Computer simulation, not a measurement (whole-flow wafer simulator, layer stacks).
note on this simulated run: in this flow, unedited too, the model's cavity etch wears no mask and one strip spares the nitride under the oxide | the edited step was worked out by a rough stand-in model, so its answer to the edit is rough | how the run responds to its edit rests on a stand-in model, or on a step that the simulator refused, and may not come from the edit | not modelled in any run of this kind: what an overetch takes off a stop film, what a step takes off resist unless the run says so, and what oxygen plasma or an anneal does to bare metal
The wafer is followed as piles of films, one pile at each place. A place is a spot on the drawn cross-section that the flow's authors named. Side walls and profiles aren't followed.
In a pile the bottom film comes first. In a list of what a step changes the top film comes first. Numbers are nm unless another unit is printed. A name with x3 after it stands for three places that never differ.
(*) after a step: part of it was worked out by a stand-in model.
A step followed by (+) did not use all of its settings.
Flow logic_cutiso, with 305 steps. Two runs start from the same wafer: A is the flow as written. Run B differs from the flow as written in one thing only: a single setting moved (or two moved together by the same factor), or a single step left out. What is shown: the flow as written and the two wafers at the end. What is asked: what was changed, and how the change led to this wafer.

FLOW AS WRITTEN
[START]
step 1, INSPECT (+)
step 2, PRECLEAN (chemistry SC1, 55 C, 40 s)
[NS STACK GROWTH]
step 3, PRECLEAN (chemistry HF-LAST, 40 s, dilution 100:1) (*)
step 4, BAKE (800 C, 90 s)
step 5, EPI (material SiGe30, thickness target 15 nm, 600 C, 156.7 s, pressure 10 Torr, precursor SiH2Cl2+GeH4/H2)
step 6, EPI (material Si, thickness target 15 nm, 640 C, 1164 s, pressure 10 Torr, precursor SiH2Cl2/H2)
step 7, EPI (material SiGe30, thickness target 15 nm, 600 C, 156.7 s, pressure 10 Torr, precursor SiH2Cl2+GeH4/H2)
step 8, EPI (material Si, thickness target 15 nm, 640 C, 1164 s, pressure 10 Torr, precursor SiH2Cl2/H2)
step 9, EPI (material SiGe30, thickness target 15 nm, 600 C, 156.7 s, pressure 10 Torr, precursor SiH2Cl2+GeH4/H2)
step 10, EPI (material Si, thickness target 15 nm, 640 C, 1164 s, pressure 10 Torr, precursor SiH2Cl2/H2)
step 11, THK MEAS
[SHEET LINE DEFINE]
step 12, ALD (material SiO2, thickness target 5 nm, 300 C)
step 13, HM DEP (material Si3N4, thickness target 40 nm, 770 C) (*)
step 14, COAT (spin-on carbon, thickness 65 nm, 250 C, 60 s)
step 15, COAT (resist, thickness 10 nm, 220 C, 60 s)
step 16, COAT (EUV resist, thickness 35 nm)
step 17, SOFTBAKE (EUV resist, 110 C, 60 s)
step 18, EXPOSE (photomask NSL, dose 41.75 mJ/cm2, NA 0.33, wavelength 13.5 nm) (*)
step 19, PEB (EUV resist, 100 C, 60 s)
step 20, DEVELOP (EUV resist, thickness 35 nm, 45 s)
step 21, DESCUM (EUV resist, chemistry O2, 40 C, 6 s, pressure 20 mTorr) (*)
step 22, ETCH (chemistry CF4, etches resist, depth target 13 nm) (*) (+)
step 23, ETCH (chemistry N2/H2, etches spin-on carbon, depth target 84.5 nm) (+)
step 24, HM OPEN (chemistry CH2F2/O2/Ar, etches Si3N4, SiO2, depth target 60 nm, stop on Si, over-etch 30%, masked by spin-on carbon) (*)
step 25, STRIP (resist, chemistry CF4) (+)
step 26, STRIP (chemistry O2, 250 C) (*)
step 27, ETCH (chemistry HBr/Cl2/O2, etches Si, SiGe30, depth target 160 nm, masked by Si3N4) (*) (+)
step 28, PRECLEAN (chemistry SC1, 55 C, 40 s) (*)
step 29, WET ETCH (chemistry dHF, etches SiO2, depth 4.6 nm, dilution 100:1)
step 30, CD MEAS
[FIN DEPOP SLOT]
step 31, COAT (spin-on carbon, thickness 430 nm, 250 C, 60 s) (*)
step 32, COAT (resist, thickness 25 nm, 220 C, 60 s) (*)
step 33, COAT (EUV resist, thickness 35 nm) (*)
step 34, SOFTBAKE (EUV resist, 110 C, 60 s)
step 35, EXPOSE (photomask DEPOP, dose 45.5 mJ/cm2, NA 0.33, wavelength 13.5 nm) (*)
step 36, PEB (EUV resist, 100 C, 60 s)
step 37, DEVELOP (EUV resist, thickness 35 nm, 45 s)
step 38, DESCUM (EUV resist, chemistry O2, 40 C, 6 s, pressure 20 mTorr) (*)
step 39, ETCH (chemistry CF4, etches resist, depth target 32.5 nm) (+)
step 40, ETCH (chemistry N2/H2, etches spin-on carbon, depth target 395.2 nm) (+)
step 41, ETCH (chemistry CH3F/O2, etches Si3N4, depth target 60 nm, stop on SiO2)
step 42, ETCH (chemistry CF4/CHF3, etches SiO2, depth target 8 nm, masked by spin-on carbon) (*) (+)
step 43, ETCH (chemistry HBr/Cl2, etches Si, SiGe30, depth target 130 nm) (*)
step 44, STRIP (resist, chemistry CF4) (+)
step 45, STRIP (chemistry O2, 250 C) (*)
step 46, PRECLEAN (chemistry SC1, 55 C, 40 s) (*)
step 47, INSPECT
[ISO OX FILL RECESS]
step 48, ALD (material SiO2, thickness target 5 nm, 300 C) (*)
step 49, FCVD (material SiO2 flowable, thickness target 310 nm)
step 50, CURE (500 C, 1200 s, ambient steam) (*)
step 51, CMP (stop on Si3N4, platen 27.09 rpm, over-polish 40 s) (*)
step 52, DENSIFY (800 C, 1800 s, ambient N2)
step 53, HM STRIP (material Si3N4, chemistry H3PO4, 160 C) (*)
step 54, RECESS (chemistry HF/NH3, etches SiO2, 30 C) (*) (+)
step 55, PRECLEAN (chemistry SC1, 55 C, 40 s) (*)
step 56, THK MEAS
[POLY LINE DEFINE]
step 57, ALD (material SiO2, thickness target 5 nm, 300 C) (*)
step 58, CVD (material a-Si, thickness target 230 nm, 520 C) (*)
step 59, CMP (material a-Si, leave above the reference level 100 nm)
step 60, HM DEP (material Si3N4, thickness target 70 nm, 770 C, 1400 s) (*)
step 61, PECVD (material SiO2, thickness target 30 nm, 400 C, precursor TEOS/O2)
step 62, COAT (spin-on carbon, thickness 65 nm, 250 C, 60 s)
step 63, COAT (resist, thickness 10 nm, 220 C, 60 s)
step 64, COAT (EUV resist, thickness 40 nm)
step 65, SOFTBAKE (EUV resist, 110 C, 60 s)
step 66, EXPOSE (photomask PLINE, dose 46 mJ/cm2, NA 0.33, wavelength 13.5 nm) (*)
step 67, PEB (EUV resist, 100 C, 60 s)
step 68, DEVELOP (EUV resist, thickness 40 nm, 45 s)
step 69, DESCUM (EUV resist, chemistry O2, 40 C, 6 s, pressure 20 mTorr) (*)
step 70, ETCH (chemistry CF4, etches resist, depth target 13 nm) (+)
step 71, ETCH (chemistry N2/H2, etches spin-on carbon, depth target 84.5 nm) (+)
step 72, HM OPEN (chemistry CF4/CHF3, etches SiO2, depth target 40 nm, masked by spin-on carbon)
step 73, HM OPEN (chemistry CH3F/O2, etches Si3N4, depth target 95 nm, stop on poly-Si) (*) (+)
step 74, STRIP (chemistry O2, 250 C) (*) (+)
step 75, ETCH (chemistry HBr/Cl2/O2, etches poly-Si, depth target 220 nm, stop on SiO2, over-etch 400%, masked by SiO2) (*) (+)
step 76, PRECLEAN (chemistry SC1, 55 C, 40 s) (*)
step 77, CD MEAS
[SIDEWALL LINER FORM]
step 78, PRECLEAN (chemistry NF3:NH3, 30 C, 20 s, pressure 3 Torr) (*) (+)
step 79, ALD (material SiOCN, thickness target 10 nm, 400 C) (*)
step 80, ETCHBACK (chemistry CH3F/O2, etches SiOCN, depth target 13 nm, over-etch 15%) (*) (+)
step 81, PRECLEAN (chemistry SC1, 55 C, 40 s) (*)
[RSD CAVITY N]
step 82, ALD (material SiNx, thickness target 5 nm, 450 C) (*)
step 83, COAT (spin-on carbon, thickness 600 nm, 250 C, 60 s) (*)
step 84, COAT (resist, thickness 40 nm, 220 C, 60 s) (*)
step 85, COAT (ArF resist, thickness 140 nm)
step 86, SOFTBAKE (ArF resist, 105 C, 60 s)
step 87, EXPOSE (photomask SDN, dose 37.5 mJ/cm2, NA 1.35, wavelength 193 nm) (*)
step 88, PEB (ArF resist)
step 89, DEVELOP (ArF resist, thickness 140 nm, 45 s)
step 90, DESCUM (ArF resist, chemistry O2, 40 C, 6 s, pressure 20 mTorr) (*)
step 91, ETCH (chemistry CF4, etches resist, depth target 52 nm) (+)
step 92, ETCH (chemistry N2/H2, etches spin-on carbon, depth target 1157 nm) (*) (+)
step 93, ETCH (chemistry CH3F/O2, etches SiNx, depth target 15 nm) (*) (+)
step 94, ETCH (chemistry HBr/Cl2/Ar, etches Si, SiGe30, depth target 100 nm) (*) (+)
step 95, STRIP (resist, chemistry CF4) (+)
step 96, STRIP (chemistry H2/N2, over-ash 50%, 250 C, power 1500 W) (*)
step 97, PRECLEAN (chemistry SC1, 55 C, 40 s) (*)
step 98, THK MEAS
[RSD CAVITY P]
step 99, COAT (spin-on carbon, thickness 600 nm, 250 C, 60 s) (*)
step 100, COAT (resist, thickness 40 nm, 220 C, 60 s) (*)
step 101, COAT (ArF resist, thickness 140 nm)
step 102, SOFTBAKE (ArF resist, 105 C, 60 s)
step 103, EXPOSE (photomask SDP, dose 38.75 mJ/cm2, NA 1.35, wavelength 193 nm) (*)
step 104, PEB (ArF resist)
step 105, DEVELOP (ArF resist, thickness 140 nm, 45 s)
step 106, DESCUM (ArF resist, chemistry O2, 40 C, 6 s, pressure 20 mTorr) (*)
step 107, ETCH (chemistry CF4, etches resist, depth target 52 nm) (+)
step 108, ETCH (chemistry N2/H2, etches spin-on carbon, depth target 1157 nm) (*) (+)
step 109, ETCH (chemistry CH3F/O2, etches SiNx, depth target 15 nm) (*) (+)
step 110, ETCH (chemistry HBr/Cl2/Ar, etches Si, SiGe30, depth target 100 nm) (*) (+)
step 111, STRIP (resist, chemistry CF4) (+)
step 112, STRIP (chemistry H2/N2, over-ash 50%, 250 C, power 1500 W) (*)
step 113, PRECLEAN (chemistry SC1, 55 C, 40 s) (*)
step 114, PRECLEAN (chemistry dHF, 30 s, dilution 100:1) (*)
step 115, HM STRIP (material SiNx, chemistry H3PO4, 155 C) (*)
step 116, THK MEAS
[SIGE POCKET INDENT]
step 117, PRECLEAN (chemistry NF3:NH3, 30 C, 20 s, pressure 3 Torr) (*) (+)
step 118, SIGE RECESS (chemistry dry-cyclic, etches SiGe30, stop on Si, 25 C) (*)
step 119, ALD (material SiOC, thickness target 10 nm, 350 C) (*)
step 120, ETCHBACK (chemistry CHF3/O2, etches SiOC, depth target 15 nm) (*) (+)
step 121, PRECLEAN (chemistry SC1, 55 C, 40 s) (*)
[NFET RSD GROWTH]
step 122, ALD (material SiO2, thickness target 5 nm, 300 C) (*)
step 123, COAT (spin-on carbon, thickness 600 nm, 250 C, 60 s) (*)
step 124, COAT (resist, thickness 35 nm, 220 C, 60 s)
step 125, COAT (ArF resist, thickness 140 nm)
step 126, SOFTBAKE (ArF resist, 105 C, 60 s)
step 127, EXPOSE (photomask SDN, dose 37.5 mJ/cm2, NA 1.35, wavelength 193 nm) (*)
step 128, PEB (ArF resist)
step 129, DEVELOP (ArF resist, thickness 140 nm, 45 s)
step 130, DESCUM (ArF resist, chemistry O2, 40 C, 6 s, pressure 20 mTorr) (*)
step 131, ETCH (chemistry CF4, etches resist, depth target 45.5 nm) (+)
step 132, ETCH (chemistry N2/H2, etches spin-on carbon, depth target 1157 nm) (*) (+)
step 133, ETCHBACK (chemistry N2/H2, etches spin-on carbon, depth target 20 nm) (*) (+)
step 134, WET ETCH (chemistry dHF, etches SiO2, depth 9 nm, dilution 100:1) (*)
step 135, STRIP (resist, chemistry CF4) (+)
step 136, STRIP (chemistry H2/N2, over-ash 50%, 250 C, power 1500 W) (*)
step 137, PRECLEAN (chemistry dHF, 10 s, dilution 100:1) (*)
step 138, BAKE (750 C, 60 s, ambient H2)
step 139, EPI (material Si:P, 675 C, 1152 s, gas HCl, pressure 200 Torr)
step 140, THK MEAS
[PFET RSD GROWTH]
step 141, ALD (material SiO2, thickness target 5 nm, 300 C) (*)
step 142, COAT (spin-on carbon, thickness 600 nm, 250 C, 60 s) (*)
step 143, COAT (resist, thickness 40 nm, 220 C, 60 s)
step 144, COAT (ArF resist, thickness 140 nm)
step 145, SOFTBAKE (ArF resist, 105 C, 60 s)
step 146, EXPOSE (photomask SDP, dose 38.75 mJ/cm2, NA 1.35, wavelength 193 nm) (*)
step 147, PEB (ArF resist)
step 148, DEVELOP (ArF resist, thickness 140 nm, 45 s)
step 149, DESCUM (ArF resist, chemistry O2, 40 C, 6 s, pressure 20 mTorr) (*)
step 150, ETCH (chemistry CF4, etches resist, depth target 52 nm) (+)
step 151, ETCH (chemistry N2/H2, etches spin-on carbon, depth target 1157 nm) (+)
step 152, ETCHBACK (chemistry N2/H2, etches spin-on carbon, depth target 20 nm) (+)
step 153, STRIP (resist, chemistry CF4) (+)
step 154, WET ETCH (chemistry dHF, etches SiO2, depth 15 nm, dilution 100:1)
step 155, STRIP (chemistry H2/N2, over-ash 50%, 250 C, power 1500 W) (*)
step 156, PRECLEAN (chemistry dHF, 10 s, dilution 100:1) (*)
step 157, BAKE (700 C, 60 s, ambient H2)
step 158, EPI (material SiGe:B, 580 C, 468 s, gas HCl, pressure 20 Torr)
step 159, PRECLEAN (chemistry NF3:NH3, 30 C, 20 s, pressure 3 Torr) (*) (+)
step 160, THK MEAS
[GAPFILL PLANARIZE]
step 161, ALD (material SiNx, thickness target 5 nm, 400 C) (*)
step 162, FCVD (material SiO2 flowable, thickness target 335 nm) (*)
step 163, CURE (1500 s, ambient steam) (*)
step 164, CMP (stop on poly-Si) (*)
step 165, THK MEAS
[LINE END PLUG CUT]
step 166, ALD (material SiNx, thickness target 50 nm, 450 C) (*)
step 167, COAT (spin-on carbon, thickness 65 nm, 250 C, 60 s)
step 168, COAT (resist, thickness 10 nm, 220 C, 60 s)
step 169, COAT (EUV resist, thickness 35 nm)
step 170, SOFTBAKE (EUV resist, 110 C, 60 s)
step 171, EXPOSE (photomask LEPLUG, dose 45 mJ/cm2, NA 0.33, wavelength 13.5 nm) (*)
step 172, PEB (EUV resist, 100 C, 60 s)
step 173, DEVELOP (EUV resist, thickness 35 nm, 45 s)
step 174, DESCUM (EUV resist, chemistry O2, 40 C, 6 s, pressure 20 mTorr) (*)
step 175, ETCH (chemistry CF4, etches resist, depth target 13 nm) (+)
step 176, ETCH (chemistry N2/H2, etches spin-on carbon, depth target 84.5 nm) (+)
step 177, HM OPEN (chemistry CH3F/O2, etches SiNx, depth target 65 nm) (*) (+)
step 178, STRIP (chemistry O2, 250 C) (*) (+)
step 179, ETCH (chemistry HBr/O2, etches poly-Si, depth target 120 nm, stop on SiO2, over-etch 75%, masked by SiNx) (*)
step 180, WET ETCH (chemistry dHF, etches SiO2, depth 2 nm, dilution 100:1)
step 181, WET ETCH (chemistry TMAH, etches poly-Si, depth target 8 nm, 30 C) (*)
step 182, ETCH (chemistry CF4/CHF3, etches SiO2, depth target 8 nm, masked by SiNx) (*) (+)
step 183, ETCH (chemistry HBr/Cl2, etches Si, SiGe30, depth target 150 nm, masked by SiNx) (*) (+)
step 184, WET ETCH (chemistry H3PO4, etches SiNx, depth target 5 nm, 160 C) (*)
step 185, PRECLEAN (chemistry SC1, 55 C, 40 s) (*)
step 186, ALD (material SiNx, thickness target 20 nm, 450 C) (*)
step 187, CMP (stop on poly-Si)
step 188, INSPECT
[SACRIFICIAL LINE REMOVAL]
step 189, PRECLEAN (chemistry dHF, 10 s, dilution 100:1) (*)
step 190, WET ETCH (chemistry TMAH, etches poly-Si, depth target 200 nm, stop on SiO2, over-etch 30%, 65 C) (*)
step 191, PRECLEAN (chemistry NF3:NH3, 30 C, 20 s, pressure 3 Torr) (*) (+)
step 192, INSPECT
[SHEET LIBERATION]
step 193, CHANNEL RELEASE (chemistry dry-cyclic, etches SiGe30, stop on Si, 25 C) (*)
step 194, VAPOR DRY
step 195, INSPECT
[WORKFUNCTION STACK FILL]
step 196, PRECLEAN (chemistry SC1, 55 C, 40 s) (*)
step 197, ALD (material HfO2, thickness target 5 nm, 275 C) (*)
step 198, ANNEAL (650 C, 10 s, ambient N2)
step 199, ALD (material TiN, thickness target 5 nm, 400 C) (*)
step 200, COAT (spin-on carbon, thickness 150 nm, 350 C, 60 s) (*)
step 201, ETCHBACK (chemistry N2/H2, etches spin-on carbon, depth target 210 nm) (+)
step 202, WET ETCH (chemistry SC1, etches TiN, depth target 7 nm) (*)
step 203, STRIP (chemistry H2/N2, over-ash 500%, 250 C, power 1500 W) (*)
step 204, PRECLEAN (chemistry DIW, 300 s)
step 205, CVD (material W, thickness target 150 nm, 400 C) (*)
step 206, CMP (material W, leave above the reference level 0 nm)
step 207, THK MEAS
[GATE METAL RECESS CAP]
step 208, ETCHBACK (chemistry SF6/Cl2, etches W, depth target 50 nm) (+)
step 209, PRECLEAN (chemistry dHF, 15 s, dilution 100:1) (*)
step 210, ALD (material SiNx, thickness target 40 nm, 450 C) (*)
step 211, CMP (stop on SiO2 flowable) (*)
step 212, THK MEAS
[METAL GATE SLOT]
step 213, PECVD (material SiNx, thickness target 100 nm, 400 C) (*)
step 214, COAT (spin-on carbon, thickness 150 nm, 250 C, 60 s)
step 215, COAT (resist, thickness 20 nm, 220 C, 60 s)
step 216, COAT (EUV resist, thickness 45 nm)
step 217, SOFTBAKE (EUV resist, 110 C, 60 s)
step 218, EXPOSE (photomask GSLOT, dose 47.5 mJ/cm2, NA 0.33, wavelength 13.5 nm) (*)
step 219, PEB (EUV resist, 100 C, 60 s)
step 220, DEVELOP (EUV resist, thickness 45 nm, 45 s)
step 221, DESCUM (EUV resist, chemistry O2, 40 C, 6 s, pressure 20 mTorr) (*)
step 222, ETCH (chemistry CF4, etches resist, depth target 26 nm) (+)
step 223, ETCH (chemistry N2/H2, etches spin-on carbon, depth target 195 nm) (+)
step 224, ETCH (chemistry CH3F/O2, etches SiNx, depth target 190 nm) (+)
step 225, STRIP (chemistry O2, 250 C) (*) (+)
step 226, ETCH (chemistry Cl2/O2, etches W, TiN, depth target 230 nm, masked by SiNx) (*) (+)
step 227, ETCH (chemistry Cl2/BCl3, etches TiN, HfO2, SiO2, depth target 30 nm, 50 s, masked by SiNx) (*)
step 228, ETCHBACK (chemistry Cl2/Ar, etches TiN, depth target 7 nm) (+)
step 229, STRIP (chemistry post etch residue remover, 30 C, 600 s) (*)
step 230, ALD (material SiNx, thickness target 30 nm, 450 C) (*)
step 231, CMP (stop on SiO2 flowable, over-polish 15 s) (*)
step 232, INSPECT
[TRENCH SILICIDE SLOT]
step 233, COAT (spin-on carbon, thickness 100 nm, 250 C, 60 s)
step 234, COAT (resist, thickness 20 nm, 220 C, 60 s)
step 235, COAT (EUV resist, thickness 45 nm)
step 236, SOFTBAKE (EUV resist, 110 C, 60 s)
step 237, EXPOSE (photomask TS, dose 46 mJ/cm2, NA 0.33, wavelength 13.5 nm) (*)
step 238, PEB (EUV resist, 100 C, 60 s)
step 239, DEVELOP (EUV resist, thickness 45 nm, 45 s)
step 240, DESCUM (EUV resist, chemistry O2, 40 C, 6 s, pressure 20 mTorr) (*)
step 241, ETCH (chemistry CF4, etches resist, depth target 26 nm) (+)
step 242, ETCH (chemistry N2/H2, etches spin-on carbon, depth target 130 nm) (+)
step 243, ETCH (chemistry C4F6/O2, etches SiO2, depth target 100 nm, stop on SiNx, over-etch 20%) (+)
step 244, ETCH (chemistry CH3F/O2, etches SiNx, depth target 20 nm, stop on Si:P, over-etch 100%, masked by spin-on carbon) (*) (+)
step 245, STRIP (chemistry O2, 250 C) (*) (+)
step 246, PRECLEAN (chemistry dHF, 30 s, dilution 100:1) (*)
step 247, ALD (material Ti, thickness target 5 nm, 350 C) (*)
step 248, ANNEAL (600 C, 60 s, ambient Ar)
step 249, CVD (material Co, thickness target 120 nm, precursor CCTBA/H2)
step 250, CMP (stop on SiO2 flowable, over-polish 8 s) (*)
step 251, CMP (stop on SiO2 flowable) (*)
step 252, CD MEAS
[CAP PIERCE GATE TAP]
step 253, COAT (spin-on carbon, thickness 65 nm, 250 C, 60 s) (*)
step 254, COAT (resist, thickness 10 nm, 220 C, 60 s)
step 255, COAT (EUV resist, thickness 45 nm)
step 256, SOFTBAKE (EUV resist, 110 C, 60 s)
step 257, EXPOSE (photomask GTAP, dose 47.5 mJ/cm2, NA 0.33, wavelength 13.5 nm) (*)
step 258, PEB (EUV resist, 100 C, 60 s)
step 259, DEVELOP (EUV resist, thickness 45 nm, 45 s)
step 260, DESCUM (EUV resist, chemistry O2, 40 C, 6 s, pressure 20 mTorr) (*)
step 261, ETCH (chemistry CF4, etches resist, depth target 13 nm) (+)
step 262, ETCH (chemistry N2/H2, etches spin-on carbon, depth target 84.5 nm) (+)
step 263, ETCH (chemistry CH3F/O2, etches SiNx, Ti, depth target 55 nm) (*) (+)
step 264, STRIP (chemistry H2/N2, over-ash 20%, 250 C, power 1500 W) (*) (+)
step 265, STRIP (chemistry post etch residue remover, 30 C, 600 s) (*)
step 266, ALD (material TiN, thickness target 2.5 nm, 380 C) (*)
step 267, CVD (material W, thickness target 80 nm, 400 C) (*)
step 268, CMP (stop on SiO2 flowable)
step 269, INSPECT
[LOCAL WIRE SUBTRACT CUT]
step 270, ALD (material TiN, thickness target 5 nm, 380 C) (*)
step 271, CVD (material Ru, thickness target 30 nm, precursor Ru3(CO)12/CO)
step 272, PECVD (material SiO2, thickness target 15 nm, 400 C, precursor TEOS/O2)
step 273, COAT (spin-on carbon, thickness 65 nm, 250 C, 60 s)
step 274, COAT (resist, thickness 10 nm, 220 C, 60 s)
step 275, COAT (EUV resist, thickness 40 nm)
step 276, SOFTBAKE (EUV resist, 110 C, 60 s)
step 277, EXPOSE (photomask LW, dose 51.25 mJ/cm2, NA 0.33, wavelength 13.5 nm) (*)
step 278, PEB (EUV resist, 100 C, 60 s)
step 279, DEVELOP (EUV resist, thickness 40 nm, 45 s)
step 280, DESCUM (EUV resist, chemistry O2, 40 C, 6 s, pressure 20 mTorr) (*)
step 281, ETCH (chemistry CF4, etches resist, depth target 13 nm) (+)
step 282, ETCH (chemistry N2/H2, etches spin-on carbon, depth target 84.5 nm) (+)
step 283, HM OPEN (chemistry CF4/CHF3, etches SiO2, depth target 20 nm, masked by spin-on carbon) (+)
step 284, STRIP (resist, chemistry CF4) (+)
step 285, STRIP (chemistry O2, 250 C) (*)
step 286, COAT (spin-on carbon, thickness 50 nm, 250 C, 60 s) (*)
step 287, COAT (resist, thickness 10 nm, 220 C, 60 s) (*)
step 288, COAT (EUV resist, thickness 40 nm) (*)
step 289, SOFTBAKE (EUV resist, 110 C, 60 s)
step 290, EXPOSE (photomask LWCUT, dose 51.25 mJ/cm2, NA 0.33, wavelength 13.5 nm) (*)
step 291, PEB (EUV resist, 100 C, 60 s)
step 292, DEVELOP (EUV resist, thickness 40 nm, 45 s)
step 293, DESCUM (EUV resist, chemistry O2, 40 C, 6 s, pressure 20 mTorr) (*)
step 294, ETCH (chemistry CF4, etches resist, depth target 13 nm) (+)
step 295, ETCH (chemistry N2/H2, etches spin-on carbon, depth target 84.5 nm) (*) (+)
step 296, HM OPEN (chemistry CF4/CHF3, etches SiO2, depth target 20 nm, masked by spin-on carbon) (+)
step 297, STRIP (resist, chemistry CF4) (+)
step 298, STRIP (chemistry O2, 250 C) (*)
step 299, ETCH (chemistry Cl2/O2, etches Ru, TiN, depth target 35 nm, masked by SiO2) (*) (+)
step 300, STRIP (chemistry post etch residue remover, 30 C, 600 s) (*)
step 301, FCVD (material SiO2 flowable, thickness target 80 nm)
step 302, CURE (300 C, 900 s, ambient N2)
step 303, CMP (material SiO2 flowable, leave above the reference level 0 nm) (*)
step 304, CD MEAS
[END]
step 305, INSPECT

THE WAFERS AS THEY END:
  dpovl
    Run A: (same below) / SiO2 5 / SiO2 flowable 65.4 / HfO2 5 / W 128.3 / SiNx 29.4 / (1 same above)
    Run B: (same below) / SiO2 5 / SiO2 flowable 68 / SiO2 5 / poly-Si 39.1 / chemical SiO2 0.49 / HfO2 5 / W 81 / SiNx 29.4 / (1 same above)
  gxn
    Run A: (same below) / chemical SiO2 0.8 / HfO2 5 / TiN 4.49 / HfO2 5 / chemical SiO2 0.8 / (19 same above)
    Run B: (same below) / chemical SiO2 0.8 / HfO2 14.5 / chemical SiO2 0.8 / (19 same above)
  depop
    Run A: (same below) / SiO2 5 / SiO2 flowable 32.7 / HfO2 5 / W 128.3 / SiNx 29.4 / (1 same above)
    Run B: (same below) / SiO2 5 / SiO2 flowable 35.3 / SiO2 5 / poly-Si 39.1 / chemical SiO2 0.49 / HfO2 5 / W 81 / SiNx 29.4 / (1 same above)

What caused this: step 190, WET ETCH: depth target 150 nm was run, while the flow as written has depth target 200 nm.

The path from the change to this, step by step:
  step 190, WET ETCH (chemistry TMAH, etches poly-Si, depth target 200 nm, stop on SiO2, over-etch 30%, 65 C) (*)
      depop, dpovl, gfld, gxf, isow, nsgap: A -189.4 poly-Si (all of it) | B -150 poly-Si
  step 191, PRECLEAN (chemistry NF3:NH3, 30 C, 20 s, pressure 3 Torr) (*) (+)
      depop, dpovl, gfld, gxf, isow, nsgap: A -5 SiO2 (all of it), -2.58 SiO2 flowable | B nothing
  step 197, ALD (material HfO2, thickness target 5 nm, 275 C) (*)
      gxn, gxp: A +5 HfO2 (new film), +5 HfO2 (new film), -10 cavity, +5 HfO2 (new film), +5 HfO2 (new film), -10 cavity, +5 HfO2 (new film), +5 HfO2 (new film), -10 cavity, +5 HfO2 (new film) | B +5 HfO2 (new film), +5 HfO2 (new film), -10 cavity, +5 HfO2 (new film), +5 HfO2 (new film), -10 cavity, +5 HfO2 (new film), +14.5 HfO2 (new film), -14.5 cavity (all of it)
      gxf: A +7.7 HfO2 (new film) | B +5 HfO2 (new film)
  step 199, ALD (material TiN, thickness target 5 nm, 400 C) (*)
      gxn, gxp: A +5 TiN (new film), +4.49 TiN (new film), -4.49 cavity (all of it), +4.49 TiN (new film), -4.49 cavity (all of it), +4.49 TiN (new film), -4.49 cavity (all of it) | B +5 TiN (new film), +4.49 TiN (new film), -4.49 cavity (all of it), +4.49 TiN (new film), -4.49 cavity (all of it)
      gfld: A +7.64 TiN (new film) | B +5 TiN (new film)
  step 200, COAT (spin-on carbon, thickness 150 nm, 350 C, 60 s) (*)
      depop: A +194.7 spin-on carbon (new film) | B +171.7 spin-on carbon (new film)
      dpovl: A +194.8 spin-on carbon (new film) | B +171.7 spin-on carbon (new film)
      (also at 5 further places)
  step 201, ETCHBACK (chemistry N2/H2, etches spin-on carbon, depth target 210 nm) (+)
      depop: A -194.7 spin-on carbon (all of it) | B -171.7 spin-on carbon (all of it)
      dpovl: A -194.8 spin-on carbon (all of it) | B -171.7 spin-on carbon (all of it)
      (also at 3 further places)
  step 203, STRIP (chemistry H2/N2, over-ash 500%, 250 C, power 1500 W) (*)
      gl, glp: A -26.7 spin-on carbon (all of it) | B -27.7 spin-on carbon (all of it)
      gxn, gxp: A -26.8 spin-on carbon (all of it) | B -27.8 spin-on carbon (all of it)
      (also at 3 further places)
  step 205, CVD (material W, thickness target 150 nm, 400 C) (*)
      depop, dpovl, isow, nsgap: A +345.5 W (new film) | B +298.2 W (new film)
      gfld: A +337.9 W (new film) | B +293.2 W (new film)
      (also at 1 further place)
  step 226, ETCH (chemistry Cl2/O2, etches W, TiN, depth target 230 nm, masked by SiNx) (*) (+)
      depop, dpovl, gl and 18 more: A -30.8 SiNx | B -19 SiNx
      gfld: A -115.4 W (all of it), -7.64 TiN (all of it), -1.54 HfO2 | B -70.8 W (all of it), -5 TiN (all of it), -0.95 HfO2
  step 227, ETCH (chemistry Cl2/BCl3, etches TiN, HfO2, SiO2, depth target 30 nm, 50 s, masked by SiNx) (*)
      gfld: A -3.46 HfO2 (all of it), -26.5 SiO2 flowable | B -4.05 HfO2 (all of it), -0.49 chemical SiO2 (all of it), -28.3 poly-Si
  step 228, ETCHBACK (chemistry Cl2/Ar, etches TiN, depth target 7 nm) (+)
      gfld: A -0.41 SiO2 flowable | B -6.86 poly-Si
  step 230, ALD (material SiNx, thickness target 30 nm, 450 C) (*)
      gfld: A +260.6 SiNx (new film) | B +233.8 SiNx (new film)
  step 231, CMP (stop on SiO2 flowable, over-polish 15 s) (*)
      depop, dpovl, gl and 9 more: A -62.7 SiNx | B -74.5 SiNx
      lnr, lnri, lnrp, lnrt: A -61 SiNx (all of it), -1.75 SiOCN | B -72.8 SiNx (all of it), -1.75 SiOCN
      (also at 6 further places)
Taking metal films that touch as one body, gxn has 3 bodies (between them, from the top down: HfO2 5 / chemical SiO2 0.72 / Si 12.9 / chemical SiO2 0.8 / HfO2 5; HfO2 5 / chemical SiO2 0.8 / Si 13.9 / chemical SiO2 0.8 / HfO2 5); the flow as written gives 4 bodies (between them, from the top down: HfO2 5 / chemical SiO2 0.72 / Si 12.9 / chemical SiO2 0.8 / HfO2 5; HfO2 5 / chemical SiO2 0.8 / Si 13.9 / chemical SiO2 0.8 / HfO2 5; HfO2 5 / chemical SiO2 0.8 / Si 13.9 / chemical SiO2 0.8 / HfO2 5).
